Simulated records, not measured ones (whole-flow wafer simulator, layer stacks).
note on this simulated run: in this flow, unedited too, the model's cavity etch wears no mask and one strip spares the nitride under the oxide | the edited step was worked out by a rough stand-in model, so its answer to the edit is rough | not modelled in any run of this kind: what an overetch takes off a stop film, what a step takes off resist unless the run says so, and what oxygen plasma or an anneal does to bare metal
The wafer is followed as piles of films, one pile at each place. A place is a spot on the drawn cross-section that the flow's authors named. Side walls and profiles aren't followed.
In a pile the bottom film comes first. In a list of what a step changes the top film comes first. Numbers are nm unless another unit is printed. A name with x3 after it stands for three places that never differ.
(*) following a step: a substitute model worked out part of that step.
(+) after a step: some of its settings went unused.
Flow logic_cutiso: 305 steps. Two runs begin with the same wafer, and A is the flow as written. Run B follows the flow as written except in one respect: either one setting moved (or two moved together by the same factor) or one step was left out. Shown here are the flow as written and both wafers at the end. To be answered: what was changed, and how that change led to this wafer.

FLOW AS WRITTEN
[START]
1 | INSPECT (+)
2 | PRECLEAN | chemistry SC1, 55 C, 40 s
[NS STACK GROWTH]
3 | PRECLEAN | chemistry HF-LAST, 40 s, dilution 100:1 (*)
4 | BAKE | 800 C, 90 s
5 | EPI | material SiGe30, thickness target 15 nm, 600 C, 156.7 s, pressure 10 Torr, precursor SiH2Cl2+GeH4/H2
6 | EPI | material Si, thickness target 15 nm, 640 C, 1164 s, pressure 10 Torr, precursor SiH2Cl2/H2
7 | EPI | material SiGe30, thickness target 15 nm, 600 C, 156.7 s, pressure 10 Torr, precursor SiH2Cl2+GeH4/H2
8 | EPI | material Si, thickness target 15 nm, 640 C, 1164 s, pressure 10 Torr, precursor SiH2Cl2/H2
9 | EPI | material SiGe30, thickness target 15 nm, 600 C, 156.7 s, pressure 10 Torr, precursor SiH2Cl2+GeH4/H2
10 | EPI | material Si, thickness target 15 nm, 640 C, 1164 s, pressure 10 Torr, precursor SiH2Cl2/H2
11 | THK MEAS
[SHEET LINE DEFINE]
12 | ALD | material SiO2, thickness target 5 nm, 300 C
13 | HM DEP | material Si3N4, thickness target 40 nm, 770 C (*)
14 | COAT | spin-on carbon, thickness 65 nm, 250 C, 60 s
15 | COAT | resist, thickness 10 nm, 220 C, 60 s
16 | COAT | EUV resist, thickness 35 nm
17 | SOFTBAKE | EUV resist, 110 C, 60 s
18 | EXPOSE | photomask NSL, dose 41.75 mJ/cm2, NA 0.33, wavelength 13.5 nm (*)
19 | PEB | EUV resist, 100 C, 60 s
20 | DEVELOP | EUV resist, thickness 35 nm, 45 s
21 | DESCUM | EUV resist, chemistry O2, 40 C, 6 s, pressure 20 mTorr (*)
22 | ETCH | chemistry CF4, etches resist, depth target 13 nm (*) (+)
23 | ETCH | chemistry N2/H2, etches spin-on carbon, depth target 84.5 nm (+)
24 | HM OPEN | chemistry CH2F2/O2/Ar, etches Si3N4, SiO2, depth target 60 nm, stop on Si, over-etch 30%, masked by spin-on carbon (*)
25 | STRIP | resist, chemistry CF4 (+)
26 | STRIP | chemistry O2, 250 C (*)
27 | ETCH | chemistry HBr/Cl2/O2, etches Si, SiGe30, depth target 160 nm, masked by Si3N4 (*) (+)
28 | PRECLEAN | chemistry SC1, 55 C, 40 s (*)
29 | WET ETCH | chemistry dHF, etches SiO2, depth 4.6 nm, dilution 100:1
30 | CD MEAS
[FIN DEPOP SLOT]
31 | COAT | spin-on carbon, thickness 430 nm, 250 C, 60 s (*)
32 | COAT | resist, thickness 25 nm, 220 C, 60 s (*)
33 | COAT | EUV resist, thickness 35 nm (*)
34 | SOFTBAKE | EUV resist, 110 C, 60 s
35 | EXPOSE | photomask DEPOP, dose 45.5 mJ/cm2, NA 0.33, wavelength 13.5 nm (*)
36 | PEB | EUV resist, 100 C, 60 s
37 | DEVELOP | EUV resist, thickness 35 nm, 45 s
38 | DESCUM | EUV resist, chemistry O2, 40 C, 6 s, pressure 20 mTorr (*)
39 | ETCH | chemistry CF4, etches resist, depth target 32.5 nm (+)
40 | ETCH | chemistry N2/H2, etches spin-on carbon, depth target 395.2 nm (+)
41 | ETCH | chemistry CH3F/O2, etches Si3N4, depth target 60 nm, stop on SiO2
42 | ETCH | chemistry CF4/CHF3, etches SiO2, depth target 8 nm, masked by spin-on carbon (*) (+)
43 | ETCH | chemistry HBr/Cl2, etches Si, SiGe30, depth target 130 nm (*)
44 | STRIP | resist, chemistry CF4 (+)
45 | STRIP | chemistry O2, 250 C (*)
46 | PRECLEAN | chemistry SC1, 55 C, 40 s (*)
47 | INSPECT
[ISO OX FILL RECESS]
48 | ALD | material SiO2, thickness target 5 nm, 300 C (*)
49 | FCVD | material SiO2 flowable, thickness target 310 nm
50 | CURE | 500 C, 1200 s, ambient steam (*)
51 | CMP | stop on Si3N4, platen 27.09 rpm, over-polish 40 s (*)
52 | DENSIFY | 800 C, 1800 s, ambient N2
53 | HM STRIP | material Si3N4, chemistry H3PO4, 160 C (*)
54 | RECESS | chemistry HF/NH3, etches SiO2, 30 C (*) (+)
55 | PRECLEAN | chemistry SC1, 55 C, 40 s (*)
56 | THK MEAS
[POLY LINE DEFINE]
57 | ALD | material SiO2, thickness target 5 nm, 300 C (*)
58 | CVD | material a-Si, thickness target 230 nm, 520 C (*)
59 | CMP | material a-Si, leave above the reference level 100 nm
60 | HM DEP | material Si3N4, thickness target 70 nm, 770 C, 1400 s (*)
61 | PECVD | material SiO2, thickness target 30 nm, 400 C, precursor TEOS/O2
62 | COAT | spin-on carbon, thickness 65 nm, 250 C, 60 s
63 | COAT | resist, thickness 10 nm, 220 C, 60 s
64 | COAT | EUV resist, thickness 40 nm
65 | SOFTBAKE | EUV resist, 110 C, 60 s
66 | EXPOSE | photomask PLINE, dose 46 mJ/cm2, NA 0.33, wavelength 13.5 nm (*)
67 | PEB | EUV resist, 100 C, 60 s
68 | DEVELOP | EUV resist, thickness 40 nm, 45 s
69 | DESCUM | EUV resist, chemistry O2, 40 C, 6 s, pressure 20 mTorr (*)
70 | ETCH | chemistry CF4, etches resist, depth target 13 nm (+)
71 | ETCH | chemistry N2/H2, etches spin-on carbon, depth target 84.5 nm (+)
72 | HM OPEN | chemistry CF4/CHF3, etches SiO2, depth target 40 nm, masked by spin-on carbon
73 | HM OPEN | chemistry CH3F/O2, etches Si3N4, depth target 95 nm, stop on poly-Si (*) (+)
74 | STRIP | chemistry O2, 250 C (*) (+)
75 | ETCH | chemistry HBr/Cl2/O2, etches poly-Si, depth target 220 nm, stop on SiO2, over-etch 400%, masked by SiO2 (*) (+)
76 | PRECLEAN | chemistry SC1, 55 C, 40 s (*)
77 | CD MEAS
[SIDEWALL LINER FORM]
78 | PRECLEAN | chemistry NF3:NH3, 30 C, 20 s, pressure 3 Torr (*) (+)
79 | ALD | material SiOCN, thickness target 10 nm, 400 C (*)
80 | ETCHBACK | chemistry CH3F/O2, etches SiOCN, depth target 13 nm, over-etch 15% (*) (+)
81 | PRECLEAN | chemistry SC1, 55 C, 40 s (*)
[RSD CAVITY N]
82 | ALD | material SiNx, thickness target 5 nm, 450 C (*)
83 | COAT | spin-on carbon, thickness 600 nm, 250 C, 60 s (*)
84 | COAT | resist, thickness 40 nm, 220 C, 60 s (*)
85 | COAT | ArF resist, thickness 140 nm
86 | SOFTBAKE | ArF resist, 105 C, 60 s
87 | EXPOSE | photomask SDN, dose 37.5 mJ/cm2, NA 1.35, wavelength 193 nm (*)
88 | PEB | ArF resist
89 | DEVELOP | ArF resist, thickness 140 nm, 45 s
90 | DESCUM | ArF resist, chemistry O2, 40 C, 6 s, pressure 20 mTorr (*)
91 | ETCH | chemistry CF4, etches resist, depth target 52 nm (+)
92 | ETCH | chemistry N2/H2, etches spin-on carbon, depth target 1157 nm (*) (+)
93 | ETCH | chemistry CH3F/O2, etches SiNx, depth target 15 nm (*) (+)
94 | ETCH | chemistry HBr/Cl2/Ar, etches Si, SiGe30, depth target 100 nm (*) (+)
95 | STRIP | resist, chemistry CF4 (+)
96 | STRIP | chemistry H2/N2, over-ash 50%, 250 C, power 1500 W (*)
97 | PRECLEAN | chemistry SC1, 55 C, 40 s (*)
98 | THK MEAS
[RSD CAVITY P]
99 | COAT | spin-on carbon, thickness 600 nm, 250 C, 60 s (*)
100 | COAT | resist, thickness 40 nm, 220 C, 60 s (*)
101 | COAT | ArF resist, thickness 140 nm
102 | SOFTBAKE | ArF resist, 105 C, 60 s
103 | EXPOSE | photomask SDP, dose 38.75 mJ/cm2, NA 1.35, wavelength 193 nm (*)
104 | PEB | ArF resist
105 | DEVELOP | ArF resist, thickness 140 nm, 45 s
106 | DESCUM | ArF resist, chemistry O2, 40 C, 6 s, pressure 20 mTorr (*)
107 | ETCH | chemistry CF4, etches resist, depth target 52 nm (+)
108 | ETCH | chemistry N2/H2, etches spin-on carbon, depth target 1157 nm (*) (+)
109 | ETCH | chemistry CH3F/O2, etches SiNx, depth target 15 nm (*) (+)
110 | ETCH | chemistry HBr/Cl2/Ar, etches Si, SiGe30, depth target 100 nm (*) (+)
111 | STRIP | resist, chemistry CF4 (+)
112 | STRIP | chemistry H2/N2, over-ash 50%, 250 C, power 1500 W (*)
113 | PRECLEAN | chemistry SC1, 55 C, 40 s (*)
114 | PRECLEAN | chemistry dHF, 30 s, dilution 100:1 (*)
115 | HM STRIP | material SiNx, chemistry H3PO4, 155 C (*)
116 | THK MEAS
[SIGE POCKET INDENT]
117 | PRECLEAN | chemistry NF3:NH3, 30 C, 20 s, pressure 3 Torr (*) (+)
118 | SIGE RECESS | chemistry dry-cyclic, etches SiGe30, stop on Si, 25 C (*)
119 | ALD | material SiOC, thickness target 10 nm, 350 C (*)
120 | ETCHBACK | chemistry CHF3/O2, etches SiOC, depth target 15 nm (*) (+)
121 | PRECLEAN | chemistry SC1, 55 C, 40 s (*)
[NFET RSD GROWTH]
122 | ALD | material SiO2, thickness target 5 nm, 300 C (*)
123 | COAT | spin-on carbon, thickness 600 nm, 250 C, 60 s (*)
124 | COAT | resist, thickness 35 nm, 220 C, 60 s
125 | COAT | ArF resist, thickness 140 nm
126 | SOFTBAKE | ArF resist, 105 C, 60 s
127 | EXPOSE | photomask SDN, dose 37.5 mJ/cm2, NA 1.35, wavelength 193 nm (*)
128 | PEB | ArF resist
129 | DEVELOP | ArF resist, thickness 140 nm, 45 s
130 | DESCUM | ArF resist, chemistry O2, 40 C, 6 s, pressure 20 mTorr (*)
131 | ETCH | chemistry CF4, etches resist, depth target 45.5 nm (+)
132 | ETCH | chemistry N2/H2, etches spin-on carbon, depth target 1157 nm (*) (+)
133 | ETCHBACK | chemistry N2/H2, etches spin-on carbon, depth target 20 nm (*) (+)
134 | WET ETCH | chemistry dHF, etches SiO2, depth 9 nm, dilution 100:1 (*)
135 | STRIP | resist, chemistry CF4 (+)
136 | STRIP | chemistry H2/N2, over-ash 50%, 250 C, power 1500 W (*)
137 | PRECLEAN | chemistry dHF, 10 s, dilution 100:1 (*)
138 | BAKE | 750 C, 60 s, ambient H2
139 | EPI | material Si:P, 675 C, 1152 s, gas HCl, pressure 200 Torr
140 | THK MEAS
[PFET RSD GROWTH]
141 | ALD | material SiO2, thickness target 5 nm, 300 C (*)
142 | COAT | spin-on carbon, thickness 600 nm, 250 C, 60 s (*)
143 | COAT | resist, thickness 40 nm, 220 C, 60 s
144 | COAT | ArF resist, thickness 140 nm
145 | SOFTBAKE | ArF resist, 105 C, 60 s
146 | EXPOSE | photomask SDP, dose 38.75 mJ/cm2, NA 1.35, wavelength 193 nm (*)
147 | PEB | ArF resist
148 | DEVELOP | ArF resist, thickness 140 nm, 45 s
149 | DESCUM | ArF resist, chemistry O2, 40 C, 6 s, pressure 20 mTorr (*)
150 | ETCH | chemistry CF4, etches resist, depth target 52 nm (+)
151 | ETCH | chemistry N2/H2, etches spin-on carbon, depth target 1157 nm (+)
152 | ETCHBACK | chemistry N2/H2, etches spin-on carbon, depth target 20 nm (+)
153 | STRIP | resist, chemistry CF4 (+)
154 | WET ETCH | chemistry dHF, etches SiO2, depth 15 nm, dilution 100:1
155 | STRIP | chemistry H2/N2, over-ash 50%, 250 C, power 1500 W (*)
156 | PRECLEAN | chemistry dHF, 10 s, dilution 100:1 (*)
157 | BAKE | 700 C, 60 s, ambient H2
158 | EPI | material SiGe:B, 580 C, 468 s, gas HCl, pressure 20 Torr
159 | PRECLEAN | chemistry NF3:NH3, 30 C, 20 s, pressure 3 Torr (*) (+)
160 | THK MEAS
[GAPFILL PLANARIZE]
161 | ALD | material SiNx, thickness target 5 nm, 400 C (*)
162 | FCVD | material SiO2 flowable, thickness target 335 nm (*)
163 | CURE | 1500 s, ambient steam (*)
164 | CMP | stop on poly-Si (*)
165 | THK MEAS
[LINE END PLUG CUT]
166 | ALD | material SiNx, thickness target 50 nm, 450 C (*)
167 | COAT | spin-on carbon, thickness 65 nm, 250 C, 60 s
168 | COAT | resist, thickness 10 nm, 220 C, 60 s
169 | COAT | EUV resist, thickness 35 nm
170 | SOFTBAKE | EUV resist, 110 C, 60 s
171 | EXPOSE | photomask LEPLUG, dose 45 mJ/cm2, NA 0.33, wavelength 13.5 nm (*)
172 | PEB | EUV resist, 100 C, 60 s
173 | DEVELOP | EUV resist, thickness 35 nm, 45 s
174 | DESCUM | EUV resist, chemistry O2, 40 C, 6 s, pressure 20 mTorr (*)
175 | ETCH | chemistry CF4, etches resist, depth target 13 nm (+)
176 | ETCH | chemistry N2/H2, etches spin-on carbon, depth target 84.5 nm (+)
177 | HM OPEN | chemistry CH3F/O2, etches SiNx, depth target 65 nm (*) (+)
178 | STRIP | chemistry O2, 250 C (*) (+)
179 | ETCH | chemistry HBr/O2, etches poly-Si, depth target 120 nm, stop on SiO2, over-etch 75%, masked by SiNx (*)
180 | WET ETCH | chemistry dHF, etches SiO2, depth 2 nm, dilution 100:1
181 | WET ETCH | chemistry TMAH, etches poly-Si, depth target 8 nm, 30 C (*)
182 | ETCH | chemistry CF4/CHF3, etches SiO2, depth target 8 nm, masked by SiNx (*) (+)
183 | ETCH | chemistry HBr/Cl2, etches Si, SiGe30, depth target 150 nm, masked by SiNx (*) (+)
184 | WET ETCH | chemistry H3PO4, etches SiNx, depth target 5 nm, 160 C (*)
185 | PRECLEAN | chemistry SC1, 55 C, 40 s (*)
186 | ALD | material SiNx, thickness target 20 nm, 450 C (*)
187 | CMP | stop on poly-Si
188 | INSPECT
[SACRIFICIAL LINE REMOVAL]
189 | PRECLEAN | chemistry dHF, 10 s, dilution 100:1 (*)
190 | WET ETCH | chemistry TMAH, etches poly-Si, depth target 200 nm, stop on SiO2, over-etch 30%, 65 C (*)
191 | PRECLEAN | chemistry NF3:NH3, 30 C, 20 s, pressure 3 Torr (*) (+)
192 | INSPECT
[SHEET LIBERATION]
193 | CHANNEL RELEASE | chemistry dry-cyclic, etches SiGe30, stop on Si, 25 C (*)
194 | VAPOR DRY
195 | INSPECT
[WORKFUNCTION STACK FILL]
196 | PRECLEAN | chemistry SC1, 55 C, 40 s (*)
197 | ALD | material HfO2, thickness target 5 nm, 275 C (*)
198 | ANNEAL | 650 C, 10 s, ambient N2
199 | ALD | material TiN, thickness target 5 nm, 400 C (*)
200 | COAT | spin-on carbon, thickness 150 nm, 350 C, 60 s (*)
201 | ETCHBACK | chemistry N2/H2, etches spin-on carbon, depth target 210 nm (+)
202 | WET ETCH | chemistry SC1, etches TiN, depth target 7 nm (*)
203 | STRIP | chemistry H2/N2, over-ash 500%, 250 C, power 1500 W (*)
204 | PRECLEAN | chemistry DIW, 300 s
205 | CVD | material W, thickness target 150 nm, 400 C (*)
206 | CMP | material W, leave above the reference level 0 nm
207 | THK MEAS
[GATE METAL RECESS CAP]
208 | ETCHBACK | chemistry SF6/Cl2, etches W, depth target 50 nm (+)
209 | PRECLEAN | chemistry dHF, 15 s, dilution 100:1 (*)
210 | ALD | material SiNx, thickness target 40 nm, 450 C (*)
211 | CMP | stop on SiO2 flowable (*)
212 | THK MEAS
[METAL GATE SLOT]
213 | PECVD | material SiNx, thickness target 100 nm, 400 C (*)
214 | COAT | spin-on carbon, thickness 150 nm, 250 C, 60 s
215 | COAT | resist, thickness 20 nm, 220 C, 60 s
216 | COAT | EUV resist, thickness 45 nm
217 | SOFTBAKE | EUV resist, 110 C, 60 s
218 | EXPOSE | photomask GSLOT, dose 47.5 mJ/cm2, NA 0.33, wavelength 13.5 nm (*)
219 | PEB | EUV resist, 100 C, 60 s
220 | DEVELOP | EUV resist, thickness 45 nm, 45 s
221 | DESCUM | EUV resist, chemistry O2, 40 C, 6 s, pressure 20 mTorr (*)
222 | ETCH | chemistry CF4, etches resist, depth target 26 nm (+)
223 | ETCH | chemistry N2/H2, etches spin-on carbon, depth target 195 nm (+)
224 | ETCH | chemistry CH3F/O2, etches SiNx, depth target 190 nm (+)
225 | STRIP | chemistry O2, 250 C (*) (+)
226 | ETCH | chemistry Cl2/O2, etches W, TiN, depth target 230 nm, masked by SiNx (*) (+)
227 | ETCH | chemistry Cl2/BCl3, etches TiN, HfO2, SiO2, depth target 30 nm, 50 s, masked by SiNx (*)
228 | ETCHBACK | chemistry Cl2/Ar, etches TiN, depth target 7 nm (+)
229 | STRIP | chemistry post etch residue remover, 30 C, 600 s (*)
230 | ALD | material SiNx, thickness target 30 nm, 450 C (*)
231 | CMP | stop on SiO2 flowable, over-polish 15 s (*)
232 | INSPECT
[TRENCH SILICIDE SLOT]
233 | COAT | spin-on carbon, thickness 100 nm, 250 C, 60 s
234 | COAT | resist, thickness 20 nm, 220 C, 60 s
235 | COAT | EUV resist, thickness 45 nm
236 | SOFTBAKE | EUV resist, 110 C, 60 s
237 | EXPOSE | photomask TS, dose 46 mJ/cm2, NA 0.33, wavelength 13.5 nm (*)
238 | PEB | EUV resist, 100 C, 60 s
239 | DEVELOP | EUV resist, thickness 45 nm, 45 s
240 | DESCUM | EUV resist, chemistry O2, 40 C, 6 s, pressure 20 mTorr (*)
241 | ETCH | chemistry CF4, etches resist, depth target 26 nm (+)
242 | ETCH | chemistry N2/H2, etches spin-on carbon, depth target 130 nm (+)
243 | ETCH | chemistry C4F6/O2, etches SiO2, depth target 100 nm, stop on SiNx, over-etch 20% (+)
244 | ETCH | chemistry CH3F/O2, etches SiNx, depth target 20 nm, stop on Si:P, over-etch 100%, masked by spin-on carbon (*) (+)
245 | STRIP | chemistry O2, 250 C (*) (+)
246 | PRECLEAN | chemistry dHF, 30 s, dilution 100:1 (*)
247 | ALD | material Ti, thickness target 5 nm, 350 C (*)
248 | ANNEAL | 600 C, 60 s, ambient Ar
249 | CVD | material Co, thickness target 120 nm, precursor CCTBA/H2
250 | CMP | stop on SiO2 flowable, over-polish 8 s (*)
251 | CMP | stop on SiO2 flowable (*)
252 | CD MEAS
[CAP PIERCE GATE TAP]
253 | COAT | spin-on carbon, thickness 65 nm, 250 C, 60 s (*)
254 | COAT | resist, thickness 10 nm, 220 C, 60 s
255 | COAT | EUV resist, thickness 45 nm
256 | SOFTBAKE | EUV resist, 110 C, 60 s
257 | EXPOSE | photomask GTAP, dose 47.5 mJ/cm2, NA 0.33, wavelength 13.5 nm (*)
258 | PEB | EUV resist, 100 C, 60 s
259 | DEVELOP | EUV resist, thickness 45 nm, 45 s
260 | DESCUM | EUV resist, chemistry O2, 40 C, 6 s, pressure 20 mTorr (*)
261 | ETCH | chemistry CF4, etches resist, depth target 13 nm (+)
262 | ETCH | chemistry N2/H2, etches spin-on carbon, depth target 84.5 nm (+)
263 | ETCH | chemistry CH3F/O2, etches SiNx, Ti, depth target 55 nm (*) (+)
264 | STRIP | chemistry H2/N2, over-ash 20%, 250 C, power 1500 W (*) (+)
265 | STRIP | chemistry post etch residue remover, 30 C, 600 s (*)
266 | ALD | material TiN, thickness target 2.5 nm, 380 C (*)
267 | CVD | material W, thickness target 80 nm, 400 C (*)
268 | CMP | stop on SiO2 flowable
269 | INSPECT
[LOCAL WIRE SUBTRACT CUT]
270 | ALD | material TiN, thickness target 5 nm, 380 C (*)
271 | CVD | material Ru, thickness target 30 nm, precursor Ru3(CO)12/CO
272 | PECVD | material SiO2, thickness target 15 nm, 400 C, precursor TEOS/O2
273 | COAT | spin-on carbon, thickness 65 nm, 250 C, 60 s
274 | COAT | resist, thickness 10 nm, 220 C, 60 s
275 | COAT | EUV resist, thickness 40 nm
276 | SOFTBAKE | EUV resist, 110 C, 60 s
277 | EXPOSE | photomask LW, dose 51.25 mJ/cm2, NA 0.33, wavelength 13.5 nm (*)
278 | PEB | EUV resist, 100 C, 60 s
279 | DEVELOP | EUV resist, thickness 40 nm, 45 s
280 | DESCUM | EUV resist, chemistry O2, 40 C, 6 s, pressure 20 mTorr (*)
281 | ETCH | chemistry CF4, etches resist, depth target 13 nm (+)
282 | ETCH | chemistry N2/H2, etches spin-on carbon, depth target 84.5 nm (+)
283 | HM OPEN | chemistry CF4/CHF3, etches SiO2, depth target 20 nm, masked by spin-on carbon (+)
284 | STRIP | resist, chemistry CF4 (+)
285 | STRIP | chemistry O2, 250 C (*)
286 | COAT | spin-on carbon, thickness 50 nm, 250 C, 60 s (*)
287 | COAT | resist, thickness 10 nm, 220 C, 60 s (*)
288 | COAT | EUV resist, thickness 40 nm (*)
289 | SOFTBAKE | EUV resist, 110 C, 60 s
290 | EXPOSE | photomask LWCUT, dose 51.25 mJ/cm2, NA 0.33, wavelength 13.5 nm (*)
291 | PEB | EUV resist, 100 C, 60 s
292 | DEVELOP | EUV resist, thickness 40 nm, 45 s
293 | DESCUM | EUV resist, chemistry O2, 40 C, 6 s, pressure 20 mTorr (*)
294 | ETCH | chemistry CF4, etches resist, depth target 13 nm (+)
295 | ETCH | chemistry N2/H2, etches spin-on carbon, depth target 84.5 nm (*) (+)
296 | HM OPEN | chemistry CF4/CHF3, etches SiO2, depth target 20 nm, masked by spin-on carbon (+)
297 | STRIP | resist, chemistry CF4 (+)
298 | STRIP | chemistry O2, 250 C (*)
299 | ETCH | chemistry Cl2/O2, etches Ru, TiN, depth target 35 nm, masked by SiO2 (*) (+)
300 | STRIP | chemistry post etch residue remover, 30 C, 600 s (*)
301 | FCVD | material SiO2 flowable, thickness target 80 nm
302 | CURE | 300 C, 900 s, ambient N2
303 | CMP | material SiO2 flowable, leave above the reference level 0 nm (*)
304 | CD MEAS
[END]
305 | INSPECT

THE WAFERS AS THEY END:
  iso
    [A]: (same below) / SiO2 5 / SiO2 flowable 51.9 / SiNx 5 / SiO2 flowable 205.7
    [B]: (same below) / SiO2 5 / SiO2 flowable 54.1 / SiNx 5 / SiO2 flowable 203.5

What caused this: step 120, ETCHBACK: depth target 12.8 nm was run, whereas the flow has depth target 15 nm.

The path from the change to this, step by step:
  120 | ETCHBACK | chemistry CHF3/O2, etches SiOC, depth target 15 nm (*) (+)
      gl, tap: A -10 SiOC (all of it), -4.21 SiO2 (all of it), -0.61 Si3N4 | B -10 SiOC (all of it), -2.8 SiO2
      glp: A -10 SiOC (all of it), -4.25 SiO2 (all of it), -0.58 Si3N4 | B -10 SiOC (all of it), -2.8 SiO2
      (as well as at 15 more places)
  122 | ALD | material SiO2, thickness target 5 nm, 300 C (*)
      gl, glp, tap: A +5 SiO2 (new film) | B +5 SiO2
      gxn: A +6.76 SiO2 (new film) | B +5 SiO2
      (as well as at 1 more place)
  132 | ETCH | chemistry N2/H2, etches spin-on carbon, depth target 1157 nm (*) (+)
      gl, tap: A -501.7 spin-on carbon (all of it), -5 SiO2 (all of it), -0.5 Si3N4 | B -500.7 spin-on carbon (all of it), -6.05 SiO2
  133 | ETCHBACK | chemistry N2/H2, etches spin-on carbon, depth target 20 nm (*) (+)
      gxn: A -0.7 SiO2 (all of it), -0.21 Si3N4 | B -1.29 SiO2 (all of it)
  141 | ALD | material SiO2, thickness target 5 nm, 300 C (*)
      gxn: A +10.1 SiO2 (new film) | B +10.9 SiO2 (new film)
  153 | STRIP | resist, chemistry CF4 (+)
      glp: A -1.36 SiO2 (all of it) | B -2.73 SiO2 (all of it)
      gxp: A -3.06 SiO2 (all of it) | B -3.67 SiO2 (all of it)
  161 | ALD | material SiNx, thickness target 5 nm, 400 C (*)
      gxp: A +5 SiNx (new film) | B +5.65 SiNx (new film)
  164 | CMP | stop on poly-Si (*)
      depop, dpovl, isow, ns, nsgap: A -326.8 SiO2 flowable (all of it), -5 SiNx (all of it), -4.13 SiO2 (all of it), -70 Si3N4 (all of it) | B -326.8 SiO2 flowable (all of it), -5 SiNx (all of it), -6.33 SiO2 (all of it), -70 Si3N4 (all of it)
      gfld, gxf, plug: A -251.9 SiO2 flowable (all of it), -5 SiNx (all of it), -4.13 SiO2 (all of it), -70 Si3N4 (all of it) | B -250.9 SiO2 flowable (all of it), -5 SiNx (all of it), -6.33 SiO2 (all of it), -70 Si3N4 (all of it)
      (as well as at 4 more places)
